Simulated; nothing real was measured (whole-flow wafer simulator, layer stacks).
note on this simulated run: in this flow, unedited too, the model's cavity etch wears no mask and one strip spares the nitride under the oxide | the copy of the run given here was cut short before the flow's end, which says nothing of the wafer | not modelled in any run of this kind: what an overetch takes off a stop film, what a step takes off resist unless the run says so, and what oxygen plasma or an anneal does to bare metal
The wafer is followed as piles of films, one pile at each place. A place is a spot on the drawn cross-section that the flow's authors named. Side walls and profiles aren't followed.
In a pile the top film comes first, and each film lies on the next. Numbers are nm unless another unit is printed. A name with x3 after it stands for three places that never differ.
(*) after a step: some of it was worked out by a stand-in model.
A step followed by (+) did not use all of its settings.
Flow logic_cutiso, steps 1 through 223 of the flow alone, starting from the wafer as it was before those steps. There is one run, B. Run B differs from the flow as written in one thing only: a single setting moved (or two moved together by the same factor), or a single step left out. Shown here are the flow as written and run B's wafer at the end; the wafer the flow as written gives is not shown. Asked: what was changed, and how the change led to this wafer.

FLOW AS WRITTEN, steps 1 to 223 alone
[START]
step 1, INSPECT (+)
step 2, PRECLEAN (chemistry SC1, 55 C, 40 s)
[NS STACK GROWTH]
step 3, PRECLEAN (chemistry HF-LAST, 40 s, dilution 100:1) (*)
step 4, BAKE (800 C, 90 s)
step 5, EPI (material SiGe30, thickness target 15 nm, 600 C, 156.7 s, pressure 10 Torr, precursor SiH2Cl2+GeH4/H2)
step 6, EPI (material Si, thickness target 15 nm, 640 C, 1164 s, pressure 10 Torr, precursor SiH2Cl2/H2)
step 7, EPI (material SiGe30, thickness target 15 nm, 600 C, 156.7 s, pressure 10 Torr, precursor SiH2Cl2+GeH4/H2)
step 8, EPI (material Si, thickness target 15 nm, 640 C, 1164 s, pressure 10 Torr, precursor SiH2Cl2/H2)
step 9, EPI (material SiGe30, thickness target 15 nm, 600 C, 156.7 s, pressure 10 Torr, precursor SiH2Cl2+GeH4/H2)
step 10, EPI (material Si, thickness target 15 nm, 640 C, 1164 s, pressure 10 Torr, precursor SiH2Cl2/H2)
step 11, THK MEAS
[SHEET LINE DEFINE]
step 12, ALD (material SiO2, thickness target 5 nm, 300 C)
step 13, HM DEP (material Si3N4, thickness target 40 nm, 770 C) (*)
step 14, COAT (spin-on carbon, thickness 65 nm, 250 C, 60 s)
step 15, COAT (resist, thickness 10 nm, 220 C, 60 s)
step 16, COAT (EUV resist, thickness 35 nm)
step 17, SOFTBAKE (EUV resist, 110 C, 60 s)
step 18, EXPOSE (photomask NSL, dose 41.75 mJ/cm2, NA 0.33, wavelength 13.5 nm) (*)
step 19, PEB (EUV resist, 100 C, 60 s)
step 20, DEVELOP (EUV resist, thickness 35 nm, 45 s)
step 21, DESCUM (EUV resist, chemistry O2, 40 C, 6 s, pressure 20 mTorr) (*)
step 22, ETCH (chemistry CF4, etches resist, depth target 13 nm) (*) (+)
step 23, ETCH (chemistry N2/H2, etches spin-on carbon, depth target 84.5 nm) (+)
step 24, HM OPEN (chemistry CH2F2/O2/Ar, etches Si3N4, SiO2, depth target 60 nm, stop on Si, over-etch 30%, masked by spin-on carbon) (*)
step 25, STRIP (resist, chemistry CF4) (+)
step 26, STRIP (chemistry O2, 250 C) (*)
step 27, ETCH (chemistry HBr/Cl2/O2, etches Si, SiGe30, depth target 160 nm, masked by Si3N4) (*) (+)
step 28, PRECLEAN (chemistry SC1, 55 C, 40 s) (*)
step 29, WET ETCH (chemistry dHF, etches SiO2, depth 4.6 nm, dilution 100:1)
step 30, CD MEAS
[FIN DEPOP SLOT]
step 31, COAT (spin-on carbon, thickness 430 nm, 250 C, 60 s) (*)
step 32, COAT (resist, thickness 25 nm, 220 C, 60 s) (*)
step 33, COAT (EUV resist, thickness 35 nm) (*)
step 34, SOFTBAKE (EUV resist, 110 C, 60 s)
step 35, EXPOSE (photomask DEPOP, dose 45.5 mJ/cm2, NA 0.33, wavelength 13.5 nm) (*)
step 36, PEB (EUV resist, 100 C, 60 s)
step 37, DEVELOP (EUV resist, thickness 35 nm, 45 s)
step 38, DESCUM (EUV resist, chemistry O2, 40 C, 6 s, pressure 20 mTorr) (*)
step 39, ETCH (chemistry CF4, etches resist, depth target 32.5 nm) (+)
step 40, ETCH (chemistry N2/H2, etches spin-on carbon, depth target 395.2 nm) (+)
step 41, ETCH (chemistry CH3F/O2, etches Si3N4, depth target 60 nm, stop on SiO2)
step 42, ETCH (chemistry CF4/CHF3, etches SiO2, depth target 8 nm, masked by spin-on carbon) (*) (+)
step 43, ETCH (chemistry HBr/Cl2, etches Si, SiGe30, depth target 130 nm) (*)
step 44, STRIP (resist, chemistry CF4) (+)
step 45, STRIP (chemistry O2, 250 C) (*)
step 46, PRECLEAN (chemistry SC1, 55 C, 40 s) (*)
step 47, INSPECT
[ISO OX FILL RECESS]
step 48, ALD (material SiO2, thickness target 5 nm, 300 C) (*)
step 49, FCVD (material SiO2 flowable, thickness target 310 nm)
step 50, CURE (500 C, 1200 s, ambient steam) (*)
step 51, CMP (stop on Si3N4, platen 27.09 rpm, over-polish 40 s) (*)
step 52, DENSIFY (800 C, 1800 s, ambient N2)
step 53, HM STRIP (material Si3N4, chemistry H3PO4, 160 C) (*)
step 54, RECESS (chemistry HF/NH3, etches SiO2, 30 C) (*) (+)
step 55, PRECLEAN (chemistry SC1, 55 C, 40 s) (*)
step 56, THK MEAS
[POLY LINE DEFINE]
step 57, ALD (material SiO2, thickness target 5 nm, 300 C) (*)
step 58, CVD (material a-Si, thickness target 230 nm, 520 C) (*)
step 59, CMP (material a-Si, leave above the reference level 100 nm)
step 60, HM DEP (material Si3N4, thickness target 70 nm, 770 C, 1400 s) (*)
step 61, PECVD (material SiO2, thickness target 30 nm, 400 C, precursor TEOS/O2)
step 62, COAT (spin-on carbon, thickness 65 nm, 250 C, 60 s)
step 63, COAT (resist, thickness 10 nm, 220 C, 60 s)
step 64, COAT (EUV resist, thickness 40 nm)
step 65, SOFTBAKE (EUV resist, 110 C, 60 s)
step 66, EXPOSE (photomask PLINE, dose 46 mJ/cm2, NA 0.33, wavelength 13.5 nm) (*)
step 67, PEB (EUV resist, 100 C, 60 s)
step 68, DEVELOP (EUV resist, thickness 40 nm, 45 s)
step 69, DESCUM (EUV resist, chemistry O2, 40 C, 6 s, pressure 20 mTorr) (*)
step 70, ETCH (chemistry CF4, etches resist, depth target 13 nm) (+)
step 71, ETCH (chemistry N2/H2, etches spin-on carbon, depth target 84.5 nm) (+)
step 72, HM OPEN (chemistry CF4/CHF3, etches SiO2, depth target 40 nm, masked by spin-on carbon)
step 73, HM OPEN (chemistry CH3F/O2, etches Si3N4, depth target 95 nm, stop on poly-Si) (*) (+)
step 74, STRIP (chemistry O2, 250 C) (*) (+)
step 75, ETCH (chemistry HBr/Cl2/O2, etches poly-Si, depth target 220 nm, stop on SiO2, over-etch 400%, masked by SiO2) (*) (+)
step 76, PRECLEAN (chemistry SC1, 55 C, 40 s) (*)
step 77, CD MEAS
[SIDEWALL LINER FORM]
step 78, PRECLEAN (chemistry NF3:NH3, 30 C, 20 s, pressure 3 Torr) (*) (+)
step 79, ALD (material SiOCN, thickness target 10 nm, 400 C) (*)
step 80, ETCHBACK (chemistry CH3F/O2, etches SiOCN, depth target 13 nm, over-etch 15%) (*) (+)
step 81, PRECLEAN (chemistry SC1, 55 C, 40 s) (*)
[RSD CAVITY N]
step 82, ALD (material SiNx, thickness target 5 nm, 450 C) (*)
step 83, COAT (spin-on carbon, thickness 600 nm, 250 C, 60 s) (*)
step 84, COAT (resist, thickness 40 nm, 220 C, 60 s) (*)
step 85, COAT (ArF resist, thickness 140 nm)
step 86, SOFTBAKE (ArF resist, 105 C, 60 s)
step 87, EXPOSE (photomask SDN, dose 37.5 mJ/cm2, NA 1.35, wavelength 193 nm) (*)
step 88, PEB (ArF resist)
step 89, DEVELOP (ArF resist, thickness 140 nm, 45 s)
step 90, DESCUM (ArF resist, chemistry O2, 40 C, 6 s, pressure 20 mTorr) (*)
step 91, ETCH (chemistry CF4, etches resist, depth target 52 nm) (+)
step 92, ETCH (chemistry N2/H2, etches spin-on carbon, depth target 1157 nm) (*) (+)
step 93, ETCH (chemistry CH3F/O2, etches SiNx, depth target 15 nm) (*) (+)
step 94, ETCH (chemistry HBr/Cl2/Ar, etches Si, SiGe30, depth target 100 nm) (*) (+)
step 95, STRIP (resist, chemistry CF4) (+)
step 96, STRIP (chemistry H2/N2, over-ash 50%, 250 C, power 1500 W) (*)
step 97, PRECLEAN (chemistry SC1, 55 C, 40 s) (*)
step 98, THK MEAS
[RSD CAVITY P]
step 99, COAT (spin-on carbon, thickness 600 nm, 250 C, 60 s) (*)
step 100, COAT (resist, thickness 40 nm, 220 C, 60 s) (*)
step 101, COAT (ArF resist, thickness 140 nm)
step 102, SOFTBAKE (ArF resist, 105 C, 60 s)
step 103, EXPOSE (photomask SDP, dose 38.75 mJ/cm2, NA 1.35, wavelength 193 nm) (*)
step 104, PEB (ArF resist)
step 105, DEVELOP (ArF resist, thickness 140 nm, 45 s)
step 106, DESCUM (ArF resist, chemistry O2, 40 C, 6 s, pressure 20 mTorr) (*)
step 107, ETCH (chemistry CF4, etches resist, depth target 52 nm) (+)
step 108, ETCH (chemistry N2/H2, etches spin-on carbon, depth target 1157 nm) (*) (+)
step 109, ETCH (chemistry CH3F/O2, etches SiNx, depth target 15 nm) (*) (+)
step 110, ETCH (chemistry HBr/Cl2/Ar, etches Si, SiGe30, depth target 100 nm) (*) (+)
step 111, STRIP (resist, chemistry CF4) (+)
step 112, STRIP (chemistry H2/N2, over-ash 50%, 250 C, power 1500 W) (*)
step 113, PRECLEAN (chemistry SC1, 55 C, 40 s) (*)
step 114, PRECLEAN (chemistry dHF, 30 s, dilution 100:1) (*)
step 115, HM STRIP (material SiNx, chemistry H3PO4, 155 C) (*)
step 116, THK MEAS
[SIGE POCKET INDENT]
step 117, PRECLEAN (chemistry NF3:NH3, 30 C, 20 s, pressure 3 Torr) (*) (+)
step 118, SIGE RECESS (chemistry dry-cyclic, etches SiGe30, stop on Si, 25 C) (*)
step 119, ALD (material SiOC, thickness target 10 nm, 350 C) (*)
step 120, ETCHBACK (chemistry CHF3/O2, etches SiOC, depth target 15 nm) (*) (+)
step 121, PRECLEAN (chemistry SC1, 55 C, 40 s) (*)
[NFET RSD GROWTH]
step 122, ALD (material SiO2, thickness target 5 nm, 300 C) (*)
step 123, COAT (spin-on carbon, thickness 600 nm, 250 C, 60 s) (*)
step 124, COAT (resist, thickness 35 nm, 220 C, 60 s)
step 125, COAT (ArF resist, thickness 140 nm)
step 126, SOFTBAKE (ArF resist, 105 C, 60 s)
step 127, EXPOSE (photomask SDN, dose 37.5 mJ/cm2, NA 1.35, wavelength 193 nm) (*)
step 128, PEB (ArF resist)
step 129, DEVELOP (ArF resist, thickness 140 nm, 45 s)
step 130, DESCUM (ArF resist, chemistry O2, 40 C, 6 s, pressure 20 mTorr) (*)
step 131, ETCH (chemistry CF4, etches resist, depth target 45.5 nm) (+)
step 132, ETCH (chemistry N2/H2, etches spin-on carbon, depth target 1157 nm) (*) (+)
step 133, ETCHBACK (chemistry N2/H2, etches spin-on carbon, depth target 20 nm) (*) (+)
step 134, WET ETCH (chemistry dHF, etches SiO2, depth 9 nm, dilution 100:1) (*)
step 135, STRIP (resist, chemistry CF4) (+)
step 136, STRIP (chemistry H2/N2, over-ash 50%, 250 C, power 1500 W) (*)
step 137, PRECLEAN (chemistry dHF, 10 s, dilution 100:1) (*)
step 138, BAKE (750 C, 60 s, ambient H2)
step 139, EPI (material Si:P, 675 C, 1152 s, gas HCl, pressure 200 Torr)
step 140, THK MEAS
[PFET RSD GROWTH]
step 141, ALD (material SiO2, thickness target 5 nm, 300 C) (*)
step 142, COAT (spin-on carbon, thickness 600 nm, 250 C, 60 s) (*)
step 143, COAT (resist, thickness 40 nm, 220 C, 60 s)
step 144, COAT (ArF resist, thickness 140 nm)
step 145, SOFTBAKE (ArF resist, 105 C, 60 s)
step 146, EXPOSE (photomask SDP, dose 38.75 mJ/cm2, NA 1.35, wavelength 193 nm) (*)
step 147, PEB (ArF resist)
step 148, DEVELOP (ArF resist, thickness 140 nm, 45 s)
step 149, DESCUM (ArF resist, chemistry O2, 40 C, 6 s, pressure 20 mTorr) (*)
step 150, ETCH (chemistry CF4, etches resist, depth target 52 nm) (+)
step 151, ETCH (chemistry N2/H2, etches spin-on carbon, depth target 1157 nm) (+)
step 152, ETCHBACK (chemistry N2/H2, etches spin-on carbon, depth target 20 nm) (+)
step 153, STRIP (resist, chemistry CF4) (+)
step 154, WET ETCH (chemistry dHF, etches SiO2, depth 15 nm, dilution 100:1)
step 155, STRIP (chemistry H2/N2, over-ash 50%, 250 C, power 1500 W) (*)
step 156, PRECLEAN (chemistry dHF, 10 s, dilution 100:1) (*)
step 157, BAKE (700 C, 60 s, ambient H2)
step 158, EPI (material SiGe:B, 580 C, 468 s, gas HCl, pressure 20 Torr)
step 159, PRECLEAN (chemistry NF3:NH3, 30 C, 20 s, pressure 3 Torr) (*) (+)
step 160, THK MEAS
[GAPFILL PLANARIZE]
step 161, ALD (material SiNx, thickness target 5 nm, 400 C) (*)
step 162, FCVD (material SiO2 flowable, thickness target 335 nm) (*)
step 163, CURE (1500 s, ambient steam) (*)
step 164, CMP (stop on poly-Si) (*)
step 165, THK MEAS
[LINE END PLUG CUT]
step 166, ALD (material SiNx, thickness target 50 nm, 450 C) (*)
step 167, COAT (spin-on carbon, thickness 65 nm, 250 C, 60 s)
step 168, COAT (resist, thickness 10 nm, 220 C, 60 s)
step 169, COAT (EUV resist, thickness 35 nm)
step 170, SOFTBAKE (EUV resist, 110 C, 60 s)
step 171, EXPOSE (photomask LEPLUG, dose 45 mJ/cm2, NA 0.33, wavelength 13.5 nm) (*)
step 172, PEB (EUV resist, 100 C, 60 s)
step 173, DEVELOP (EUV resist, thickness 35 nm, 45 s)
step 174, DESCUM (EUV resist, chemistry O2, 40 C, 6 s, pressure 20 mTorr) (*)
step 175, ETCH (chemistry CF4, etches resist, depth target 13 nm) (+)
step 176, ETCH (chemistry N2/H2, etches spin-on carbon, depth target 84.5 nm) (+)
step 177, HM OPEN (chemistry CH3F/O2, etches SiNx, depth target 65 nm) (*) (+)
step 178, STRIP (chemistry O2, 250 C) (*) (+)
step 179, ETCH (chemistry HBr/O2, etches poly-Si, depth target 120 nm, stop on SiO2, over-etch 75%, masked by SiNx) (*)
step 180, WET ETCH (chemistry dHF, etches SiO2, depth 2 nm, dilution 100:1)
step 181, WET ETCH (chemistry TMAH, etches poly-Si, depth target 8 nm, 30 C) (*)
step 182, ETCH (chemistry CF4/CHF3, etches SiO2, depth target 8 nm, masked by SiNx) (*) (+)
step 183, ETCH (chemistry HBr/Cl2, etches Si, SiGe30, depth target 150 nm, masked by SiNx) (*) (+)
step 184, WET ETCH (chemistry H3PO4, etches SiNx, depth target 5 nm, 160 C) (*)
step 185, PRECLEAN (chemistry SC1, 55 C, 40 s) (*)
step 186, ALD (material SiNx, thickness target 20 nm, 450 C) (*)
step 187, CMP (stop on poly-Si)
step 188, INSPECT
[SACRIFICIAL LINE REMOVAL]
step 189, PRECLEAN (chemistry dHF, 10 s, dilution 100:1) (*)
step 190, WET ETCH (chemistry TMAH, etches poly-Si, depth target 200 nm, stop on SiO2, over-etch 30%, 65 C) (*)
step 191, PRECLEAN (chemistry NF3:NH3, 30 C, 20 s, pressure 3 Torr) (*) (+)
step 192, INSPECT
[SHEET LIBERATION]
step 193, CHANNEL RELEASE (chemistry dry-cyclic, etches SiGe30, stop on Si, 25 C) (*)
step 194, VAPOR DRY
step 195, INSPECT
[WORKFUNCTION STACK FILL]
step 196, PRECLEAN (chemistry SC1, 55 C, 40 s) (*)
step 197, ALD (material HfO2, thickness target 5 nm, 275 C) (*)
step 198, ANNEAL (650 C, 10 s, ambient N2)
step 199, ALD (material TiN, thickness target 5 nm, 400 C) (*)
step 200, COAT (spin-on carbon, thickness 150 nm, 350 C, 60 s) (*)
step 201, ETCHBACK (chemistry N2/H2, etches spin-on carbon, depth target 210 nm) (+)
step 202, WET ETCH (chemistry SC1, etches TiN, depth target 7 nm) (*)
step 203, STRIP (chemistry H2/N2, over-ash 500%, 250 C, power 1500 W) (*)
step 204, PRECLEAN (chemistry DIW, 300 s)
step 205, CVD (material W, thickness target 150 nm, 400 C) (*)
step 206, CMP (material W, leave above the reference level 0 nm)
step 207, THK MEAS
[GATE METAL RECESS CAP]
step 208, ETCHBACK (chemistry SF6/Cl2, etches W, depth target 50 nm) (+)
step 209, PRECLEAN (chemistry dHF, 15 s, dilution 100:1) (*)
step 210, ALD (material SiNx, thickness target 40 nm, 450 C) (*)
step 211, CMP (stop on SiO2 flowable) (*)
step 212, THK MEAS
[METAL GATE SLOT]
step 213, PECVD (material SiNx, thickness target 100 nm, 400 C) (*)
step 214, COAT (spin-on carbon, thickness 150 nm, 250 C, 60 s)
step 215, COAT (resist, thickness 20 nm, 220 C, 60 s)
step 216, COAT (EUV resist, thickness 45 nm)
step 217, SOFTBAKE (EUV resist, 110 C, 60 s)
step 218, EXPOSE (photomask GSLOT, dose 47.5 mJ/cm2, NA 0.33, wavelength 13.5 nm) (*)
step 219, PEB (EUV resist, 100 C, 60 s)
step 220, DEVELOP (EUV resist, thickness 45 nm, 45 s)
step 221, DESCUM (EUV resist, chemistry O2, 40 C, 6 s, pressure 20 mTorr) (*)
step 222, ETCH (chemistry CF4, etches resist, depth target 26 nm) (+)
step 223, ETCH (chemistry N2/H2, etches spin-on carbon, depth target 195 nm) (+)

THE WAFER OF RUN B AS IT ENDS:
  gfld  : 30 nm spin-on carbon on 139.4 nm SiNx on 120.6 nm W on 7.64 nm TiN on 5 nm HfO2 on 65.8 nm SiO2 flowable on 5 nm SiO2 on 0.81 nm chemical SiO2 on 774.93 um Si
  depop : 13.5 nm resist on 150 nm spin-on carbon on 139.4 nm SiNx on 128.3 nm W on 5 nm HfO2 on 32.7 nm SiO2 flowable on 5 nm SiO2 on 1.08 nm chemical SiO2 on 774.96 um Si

Cause: step 223, ETCH: depth target 117 nm was run, whereas the flow has depth target 195 nm.

How this came from the change, step by step:
  step 223, ETCH (chemistry N2/H2, etches spin-on carbon, depth target 195 nm) (+)
      gfld: -117 spin-on carbon (as written it would have been: -147 spin-on carbon (all of it), -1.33 SiNx)
      depop, dpovl, gl and 18 more: -26 EUV resist (all of it), -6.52 resist (as written it would have been: -26 EUV resist (all of it), -11.7 resist)
